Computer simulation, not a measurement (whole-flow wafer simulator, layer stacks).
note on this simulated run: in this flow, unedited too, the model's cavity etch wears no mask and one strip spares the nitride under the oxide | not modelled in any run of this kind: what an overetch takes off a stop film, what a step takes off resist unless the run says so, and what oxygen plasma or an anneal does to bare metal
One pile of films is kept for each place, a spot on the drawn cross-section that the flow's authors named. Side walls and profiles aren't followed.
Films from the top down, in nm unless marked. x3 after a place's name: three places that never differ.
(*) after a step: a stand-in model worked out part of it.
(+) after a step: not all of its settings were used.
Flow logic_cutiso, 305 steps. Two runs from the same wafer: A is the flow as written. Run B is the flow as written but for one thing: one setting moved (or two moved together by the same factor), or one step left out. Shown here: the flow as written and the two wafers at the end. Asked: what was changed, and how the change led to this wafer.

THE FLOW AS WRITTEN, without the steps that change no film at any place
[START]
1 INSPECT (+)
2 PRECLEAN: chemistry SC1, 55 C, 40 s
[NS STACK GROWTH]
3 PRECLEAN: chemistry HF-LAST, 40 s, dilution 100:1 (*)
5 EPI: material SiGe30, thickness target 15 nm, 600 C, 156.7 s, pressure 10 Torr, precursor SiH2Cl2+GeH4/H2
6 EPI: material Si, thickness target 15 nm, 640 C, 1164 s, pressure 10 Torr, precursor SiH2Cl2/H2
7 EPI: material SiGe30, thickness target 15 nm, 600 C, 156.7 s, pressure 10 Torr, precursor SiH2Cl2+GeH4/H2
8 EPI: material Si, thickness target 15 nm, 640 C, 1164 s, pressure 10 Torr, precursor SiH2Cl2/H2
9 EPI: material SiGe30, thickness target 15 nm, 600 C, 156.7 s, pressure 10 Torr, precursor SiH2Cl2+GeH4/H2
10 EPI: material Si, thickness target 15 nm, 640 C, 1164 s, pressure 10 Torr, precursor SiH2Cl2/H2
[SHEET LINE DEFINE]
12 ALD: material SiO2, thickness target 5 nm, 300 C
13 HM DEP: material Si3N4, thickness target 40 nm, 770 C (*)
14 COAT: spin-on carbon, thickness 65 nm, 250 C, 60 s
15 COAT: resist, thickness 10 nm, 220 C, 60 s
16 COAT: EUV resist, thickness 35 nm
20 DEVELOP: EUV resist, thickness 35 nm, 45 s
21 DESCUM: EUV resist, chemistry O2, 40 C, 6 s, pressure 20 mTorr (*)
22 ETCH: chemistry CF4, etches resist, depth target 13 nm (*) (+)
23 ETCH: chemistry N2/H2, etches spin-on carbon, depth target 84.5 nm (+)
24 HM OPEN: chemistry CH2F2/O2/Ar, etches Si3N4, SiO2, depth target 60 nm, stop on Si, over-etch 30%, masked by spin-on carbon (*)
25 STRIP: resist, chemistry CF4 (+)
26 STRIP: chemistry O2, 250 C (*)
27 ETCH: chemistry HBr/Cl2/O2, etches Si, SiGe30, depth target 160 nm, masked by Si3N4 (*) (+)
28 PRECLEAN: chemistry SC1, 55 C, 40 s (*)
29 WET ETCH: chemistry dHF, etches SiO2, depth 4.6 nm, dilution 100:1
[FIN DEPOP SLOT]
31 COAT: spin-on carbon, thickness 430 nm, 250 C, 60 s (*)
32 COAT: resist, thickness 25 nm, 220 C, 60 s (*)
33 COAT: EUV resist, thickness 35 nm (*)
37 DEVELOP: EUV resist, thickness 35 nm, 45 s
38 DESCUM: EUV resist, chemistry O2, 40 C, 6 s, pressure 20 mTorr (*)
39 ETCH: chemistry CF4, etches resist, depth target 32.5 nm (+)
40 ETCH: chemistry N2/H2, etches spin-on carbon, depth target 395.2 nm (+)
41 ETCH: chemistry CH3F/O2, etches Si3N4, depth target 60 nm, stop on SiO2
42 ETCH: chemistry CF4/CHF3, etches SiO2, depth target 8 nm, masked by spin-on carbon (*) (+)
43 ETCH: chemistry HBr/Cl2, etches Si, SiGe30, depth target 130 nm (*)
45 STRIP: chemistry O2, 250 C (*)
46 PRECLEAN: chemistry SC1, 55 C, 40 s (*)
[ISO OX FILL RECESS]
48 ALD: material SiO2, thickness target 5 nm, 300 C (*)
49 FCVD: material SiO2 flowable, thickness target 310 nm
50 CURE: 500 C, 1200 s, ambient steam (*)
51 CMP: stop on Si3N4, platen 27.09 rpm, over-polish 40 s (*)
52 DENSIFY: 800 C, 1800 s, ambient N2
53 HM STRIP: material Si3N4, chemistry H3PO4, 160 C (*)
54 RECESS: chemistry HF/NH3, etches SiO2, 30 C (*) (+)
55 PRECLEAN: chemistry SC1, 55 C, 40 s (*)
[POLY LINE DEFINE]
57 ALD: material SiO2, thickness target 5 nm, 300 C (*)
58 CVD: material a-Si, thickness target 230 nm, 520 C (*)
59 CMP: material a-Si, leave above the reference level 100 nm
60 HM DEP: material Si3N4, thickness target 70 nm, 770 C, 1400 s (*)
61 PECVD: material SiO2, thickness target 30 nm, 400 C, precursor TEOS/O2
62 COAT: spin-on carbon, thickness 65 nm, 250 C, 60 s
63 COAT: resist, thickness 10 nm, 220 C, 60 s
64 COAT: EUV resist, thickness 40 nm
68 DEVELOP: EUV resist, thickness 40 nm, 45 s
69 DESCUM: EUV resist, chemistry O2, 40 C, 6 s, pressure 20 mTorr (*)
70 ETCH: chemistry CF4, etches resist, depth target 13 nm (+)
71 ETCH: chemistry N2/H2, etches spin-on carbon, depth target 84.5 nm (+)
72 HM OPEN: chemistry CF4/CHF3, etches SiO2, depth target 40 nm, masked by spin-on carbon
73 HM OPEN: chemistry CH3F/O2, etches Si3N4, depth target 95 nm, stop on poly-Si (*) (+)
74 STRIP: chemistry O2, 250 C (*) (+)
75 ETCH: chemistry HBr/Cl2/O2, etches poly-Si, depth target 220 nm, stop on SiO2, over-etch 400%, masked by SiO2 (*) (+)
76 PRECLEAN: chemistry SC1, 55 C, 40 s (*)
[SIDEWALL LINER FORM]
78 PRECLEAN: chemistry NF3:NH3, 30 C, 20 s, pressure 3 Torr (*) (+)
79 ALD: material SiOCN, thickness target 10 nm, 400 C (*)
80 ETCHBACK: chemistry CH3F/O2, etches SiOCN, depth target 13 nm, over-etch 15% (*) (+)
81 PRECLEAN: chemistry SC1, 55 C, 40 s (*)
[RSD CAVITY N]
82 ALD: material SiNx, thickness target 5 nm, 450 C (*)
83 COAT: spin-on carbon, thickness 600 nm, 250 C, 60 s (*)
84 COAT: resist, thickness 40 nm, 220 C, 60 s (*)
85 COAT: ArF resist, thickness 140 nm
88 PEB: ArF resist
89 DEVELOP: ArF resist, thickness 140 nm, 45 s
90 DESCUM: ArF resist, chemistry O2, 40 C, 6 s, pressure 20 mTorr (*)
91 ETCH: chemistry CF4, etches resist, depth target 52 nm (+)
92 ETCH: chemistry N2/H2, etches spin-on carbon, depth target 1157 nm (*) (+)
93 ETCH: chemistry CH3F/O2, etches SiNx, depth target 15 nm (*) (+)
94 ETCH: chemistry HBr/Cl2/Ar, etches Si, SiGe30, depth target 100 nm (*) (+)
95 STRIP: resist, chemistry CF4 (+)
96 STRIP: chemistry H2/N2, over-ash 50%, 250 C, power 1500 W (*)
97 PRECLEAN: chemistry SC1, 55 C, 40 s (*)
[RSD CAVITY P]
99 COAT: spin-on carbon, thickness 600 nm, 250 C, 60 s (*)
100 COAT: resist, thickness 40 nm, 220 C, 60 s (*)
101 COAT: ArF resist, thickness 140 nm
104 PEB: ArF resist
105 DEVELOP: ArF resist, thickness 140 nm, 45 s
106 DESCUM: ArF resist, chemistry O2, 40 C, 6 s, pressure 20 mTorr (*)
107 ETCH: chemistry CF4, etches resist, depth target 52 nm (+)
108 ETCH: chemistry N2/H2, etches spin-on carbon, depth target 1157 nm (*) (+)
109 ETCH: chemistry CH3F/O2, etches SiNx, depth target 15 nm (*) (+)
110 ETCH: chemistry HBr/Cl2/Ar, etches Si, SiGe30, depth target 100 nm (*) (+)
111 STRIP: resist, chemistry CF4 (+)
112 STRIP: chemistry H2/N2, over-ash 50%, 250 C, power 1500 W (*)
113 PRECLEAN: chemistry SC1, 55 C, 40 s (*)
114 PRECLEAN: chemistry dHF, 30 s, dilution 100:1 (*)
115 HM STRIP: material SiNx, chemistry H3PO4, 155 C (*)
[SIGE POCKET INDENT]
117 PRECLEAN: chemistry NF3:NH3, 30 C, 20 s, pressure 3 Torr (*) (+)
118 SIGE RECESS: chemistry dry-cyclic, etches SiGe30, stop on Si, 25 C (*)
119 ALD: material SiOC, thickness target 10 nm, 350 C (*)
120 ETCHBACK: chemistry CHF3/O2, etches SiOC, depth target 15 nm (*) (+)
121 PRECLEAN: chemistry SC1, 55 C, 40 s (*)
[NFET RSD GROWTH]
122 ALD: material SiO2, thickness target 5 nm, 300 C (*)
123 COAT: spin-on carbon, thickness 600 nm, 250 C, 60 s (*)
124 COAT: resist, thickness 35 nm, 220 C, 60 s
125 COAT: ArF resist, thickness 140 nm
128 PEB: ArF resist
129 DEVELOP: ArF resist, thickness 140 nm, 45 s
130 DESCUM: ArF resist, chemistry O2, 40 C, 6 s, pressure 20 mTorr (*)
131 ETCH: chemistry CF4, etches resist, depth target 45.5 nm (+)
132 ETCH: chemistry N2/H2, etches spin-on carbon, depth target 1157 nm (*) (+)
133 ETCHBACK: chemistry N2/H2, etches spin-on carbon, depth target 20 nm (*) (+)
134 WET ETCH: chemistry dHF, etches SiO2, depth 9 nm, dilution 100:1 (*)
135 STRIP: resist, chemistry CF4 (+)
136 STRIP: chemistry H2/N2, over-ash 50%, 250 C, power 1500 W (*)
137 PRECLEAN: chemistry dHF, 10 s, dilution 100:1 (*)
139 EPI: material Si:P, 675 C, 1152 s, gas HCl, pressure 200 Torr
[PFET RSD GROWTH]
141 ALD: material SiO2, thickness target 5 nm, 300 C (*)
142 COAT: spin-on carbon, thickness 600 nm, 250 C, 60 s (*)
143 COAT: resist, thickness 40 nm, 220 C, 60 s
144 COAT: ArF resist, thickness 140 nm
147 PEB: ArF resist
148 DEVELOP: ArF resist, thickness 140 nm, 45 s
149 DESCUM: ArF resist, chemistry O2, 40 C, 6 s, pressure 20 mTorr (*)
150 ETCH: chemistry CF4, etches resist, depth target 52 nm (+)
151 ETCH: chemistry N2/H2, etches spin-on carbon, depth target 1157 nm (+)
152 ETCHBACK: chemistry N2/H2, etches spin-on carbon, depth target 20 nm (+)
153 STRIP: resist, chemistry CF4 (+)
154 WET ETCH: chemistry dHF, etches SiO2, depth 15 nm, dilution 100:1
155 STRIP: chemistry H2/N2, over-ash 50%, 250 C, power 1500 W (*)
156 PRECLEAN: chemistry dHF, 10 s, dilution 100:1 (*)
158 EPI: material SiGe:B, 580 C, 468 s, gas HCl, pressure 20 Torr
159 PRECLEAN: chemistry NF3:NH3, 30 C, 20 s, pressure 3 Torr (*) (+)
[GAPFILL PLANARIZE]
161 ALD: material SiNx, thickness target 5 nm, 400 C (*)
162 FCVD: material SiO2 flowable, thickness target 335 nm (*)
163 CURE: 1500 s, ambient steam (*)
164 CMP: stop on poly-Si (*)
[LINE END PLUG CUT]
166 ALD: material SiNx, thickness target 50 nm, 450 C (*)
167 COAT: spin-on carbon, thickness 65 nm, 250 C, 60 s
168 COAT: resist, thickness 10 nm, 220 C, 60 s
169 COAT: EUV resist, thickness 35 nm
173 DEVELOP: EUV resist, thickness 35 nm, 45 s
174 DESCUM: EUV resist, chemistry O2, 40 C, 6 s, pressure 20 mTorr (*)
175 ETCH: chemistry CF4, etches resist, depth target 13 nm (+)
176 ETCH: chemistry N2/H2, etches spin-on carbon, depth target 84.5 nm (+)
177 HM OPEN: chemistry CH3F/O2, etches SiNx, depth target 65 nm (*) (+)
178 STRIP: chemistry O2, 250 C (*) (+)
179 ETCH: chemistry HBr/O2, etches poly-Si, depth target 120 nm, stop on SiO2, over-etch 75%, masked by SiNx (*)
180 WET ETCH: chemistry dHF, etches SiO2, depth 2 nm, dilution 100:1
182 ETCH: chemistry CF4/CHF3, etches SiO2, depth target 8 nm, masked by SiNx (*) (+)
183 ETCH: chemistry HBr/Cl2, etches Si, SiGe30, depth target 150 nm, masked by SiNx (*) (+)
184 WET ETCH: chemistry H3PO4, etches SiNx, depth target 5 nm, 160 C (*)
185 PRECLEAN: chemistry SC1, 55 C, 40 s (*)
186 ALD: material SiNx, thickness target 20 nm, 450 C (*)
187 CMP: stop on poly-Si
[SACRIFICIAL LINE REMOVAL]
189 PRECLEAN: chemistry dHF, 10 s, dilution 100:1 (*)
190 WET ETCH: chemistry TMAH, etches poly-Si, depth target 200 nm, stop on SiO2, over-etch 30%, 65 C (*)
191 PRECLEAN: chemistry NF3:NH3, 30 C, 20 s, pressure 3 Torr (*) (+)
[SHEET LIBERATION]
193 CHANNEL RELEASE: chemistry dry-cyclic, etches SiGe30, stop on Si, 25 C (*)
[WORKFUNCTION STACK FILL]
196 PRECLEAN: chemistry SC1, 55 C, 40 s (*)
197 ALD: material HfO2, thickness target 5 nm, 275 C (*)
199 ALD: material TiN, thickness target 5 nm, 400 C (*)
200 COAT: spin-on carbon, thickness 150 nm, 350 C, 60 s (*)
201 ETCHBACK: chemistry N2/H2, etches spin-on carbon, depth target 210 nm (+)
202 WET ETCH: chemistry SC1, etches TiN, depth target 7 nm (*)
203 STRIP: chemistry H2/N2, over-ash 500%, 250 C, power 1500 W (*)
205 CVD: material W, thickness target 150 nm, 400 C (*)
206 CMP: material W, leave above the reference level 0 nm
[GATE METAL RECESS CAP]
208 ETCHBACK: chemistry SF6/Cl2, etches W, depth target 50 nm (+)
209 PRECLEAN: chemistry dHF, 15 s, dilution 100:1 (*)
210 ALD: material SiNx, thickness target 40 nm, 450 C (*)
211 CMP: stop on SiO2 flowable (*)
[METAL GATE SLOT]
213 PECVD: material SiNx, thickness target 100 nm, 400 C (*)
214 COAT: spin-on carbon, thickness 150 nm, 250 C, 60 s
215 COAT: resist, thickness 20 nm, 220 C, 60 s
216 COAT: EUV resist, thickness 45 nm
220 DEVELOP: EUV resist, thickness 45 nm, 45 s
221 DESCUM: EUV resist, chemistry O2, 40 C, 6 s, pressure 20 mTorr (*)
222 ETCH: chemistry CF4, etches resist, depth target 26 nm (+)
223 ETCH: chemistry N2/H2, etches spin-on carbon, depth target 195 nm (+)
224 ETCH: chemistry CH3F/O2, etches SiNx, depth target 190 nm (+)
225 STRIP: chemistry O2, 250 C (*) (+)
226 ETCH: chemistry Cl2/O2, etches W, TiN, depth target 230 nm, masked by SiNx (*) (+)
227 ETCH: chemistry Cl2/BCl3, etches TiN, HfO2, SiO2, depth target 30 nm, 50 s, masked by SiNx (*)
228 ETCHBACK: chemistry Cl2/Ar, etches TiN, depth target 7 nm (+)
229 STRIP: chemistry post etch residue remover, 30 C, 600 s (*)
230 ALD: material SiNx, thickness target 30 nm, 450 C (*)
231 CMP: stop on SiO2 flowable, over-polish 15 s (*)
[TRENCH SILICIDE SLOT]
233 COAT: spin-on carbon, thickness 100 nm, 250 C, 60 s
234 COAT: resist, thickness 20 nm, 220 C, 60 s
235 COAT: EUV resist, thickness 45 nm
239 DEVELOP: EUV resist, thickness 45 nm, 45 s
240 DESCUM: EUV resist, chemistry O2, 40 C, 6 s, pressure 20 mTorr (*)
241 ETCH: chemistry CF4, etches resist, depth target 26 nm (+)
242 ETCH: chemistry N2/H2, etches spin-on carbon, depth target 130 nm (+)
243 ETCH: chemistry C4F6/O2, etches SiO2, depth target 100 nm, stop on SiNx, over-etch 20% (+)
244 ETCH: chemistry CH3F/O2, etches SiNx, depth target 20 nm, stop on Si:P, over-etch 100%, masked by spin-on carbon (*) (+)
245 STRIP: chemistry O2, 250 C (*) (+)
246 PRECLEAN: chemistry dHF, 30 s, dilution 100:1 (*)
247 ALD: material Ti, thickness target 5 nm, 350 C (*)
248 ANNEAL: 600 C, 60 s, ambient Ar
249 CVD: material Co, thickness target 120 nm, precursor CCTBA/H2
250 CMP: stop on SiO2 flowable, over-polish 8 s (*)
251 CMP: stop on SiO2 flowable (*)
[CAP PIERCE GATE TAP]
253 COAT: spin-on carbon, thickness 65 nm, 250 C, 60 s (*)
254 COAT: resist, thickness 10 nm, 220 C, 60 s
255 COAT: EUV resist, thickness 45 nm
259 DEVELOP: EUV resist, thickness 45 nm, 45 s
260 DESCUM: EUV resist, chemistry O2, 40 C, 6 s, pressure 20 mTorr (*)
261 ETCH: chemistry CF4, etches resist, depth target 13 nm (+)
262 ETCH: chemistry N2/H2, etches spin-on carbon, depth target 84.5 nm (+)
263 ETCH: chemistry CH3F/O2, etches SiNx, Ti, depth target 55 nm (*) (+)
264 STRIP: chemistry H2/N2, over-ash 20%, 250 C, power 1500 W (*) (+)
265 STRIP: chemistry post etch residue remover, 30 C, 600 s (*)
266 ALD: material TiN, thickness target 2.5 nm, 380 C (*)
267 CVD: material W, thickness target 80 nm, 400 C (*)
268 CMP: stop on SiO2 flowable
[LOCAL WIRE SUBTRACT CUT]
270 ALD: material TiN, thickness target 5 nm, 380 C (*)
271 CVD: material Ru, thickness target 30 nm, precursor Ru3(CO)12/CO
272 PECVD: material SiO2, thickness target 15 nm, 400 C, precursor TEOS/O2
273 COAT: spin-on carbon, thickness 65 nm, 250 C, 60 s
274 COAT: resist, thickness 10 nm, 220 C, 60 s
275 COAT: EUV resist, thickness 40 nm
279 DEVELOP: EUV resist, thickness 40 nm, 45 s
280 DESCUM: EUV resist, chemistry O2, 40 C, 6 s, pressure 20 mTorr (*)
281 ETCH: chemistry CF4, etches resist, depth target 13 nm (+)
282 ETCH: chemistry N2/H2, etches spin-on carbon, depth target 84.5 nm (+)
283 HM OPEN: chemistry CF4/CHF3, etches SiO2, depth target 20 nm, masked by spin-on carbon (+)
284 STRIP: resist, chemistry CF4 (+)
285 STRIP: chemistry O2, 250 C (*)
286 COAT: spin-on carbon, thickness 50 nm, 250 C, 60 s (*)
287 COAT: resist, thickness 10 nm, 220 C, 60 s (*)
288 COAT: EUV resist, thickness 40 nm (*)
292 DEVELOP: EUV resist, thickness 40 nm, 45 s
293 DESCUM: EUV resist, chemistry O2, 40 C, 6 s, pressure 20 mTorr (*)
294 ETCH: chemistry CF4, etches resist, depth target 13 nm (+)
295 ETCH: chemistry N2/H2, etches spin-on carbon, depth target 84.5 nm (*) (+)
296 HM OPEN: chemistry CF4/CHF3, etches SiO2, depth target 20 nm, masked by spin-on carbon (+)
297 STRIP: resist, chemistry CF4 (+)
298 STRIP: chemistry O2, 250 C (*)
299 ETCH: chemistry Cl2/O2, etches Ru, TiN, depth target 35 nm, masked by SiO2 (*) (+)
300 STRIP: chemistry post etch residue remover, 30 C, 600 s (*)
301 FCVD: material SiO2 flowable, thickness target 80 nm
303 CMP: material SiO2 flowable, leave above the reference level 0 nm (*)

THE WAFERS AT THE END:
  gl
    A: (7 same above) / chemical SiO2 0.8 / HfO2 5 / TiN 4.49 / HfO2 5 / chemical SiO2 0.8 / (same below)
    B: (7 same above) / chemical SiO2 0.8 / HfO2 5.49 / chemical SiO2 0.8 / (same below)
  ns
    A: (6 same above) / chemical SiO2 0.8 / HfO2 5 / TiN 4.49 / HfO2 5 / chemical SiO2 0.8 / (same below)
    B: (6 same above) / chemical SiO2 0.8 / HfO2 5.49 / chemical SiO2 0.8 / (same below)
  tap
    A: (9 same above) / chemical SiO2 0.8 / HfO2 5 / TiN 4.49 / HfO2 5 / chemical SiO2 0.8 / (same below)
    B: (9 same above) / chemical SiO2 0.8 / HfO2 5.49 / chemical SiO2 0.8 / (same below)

The cause: step 9, EPI: thickness target 6 nm was run, where the flow has thickness target 15 nm; step 9, EPI: 62.7 s was run, where the flow has 156.7 s.

How the change led to this, step by step:
  9 EPI: material SiGe30, thickness target 15 nm, 600 C, 156.7 s, pressure 10 Torr, precursor SiH2Cl2+GeH4/H2
      depop, dpovl, gfld and 19 more: A SiGe30 +15 (new film) | B SiGe30 +6 (new film)
  27 ETCH: chemistry HBr/Cl2/O2, etches Si, SiGe30, depth target 160 nm, masked by Si3N4 (*) (+)
      gfld, gxf, iso, lnri: A chemical SiO2 -0.79 (all of it), Si -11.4 (all of it), SiGe30 -15 (all of it), Si -15 (all of it), SiGe30 -15 (all of it), Si -15 (all of it), SiGe30 -15 (all of it), Si -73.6 | B chemical SiO2 -0.79 (all of it), Si -11.4 (all of it), SiGe30 -6 (all of it), Si -15 (all of it), SiGe30 -15 (all of it), Si -15 (all of it), SiGe30 -15 (all of it), Si -82.6
      dpovl, nsgap: A chemical SiO2 -0.79 (all of it), Si -11.8 (all of it), SiGe30 -15 (all of it), Si -15 (all of it), SiGe30 -15 (all of it), Si -15 (all of it), SiGe30 -15 (all of it), Si -73.2 | B chemical SiO2 -0.79 (all of it), Si -11.8 (all of it), SiGe30 -6 (all of it), Si -15 (all of it), SiGe30 -15 (all of it), Si -15 (all of it), SiGe30 -15 (all of it), Si -82.2
      (and at 1 more place)
  43 ETCH: chemistry HBr/Cl2, etches Si, SiGe30, depth target 130 nm (*)
      depop: A Si -14 (all of it), SiGe30 -15 (all of it), Si -15 (all of it), SiGe30 -15 (all of it), Si -15 (all of it), SiGe30 -15 (all of it), Si -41 | B Si -14 (all of it), SiGe30 -6 (all of it), Si -15 (all of it), SiGe30 -15 (all of it), Si -15 (all of it), SiGe30 -15 (all of it), Si -50
  94 ETCH: chemistry HBr/Cl2/Ar, etches Si, SiGe30, depth target 100 nm (*) (+)
      rsdn, rsdx: A chemical SiO2 -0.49 (all of it), Si -12.8 (all of it), SiGe30 -15 (all of it), Si -15 (all of it), SiGe30 -15 (all of it), Si -15 (all of it), SiGe30 -15 (all of it), Si -12.2 | B chemical SiO2 -0.49 (all of it), Si -12.8 (all of it), SiGe30 -6 (all of it), Si -15 (all of it), SiGe30 -15 (all of it), Si -15 (all of it), SiGe30 -15 (all of it), Si -21.2
  110 ETCH: chemistry HBr/Cl2/Ar, etches Si, SiGe30, depth target 100 nm (*) (+)
      rsdp, rsdw: A chemical SiO2 -0.49 (all of it), Si -12.8 (all of it), SiGe30 -15 (all of it), Si -15 (all of it), SiGe30 -15 (all of it), Si -15 (all of it), SiGe30 -15 (all of it), Si -12.2 | B chemical SiO2 -0.49 (all of it), Si -12.8 (all of it), SiGe30 -6 (all of it), Si -15 (all of it), SiGe30 -15 (all of it), Si -15 (all of it), SiGe30 -15 (all of it), Si -21.2
  118 SIGE RECESS: chemistry dry-cyclic, etches SiGe30, stop on Si, 25 C (*)
      lnr, lnrp, lnrt: A SiOCN -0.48, Si -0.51, cavity +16 (new film), SiGe30 -15 (all of it), Si -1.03, cavity +16 (new film), SiGe30 -15 (all of it), Si -1.03, cavity +16 (new film), SiGe30 -15 (all of it), Si -0.51 | B SiOCN -0.48, Si -0.51, cavity +7.03 (new film), SiGe30 -6 (all of it), Si -1.03, cavity +16 (new film), SiGe30 -15 (all of it), Si -1.03, cavity +16 (new film), SiGe30 -15 (all of it), Si -0.51
  119 ALD: material SiOC, thickness target 10 nm, 350 C (*)
      lnr, lnrp, lnrt: A SiOC +10 (new film), SiOC +16 (new film), cavity -16 (all of it), SiOC +16 (new film), cavity -16 (all of it), SiOC +16 (new film), cavity -16 (all of it) | B SiOC +10 (new film), SiOC +7.03 (new film), cavity -7.03 (all of it), SiOC +16 (new film), cavity -16 (all of it), SiOC +16 (new film), cavity -16 (all of it)
  183 ETCH: chemistry HBr/Cl2, etches Si, SiGe30, depth target 150 nm, masked by SiNx (*) (+)
      plug: A Si -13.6 (all of it), SiGe30 -15 (all of it), Si -15 (all of it), SiGe30 -15 (all of it), Si -15 (all of it), SiGe30 -15 (all of it), Si -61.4 | B Si -13.6 (all of it), SiGe30 -6 (all of it), Si -15 (all of it), SiGe30 -15 (all of it), Si -15 (all of it), SiGe30 -15 (all of it), Si -70.4
  193 CHANNEL RELEASE: chemistry dry-cyclic, etches SiGe30, stop on Si, 25 C (*)
      gl, glp, gxn, gxp, ns, tap: A chemical SiO2 +0.8 (new film), Si -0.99, chemical SiO2 +0.8 (new film), cavity +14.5 (new film), chemical SiO2 +0.8 (new film), SiGe30 -15 (all of it), Si -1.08, chemical SiO2 +0.8 (new film), cavity +14.5 (new film), chemical SiO2 +0.8 (new film), SiGe30 -15 (all of it), Si -1.08, chemical SiO2 +0.8 (new film), cavity +14.5 (new film), chemical SiO2 +0.8 (new film), SiGe30 -15 (all of it), Si -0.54 | B chemical SiO2 +0.8 (new film), Si -0.99, chemical SiO2 +0.8 (new film), cavity +5.49 (new film), chemical SiO2 +0.8 (new film), SiGe30 -6 (all of it), Si -1.08, chemical SiO2 +0.8 (new film), cavity +14.5 (new film), chemical SiO2 +0.8 (new film), SiGe30 -15 (all of it), Si -1.08, chemical SiO2 +0.8 (new film), cavity +14.5 (new film), chemical SiO2 +0.8 (new film), SiGe30 -15 (all of it), Si -0.54
  197 ALD: material HfO2, thickness target 5 nm, 275 C (*)
      gl, glp, gxn, gxp, ns, tap: A HfO2 +5 (new film), HfO2 +5 (new film), cavity -10, HfO2 +5 (new film), HfO2 +5 (new film), cavity -10, HfO2 +5 (new film), HfO2 +5 (new film), cavity -10, HfO2 +5 (new film) | B HfO2 +5 (new film), HfO2 +5.49 (new film), cavity -5.49 (all of it), HfO2 +5 (new film), cavity -10, HfO2 +5 (new film), HfO2 +5 (new film), cavity -10, HfO2 +5 (new film)
  199 ALD: material TiN, thickness target 5 nm, 400 C (*)
      gl, glp, tap: A TiN +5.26 (new film), TiN +4.49 (new film), cavity -4.49 (all of it), TiN +4.49 (new film), cavity -4.49 (all of it), TiN +4.49 (new film), cavity -4.49 (all of it) | B TiN +5.26 (new film), TiN +4.49 (new film), cavity -4.49 (all of it), TiN +4.49 (new film), cavity -4.49 (all of it)
      gxn, gxp, ns: A TiN +5 (new film), TiN +4.49 (new film), cavity -4.49 (all of it), TiN +4.49 (new film), cavity -4.49 (all of it), TiN +4.49 (new film), cavity -4.49 (all of it) | B TiN +5 (new film), TiN +4.49 (new film), cavity -4.49 (all of it), TiN +4.49 (new film), cavity -4.49 (all of it)
Counting metal films that touch as one body, gl has 3 bodies (between them, from the top down: HfO2 5 / chemical SiO2 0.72 / Si 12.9 / chemical SiO2 0.8 / HfO2 5.49 / chemical SiO2 0.8 / Si 13.9 / chemical SiO2 0.8 / HfO2 5; HfO2 5 / chemical SiO2 0.8 / Si 13.9 / chemical SiO2 0.8 / HfO2 5); the flow as written gives 4 bodies (between them, from the top down: HfO2 5 / chemical SiO2 0.72 / Si 12.9 / chemical SiO2 0.8 / HfO2 5; HfO2 5 / chemical SiO2 0.8 / Si 13.9 / chemical SiO2 0.8 / HfO2 5; HfO2 5 / chemical SiO2 0.8 / Si 13.9 / chemical SiO2 0.8 / HfO2 5).
Counting metal films that touch as one body, ns has 3 bodies (between them, from the top down: HfO2 5 / chemical SiO2 0.72 / Si 12.9 / chemical SiO2 0.8 / HfO2 5.49 / chemical SiO2 0.8 / Si 13.9 / chemical SiO2 0.8 / HfO2 5; HfO2 5 / chemical SiO2 0.8 / Si 13.9 / chemical SiO2 0.8 / HfO2 5); the flow as written gives 4 bodies (between them, from the top down: HfO2 5 / chemical SiO2 0.72 / Si 12.9 / chemical SiO2 0.8 / HfO2 5; HfO2 5 / chemical SiO2 0.8 / Si 13.9 / chemical SiO2 0.8 / HfO2 5; HfO2 5 / chemical SiO2 0.8 / Si 13.9 / chemical SiO2 0.8 / HfO2 5).
Counting metal films that touch as one body, tap has 3 bodies (between them, from the top down: HfO2 5 / chemical SiO2 0.72 / Si 12.9 / chemical SiO2 0.8 / HfO2 5.49 / chemical SiO2 0.8 / Si 13.9 / chemical SiO2 0.8 / HfO2 5; HfO2 5 / chemical SiO2 0.8 / Si 13.9 / chemical SiO2 0.8 / HfO2 5); the flow as written gives 4 bodies (between them, from the top down: HfO2 5 / chemical SiO2 0.72 / Si 12.9 / chemical SiO2 0.8 / HfO2 5; HfO2 5 / chemical SiO2 0.8 / Si 13.9 / chemical SiO2 0.8 / HfO2 5; HfO2 5 / chemical SiO2 0.8 / Si 13.9 / chemical SiO2 0.8 / HfO2 5).
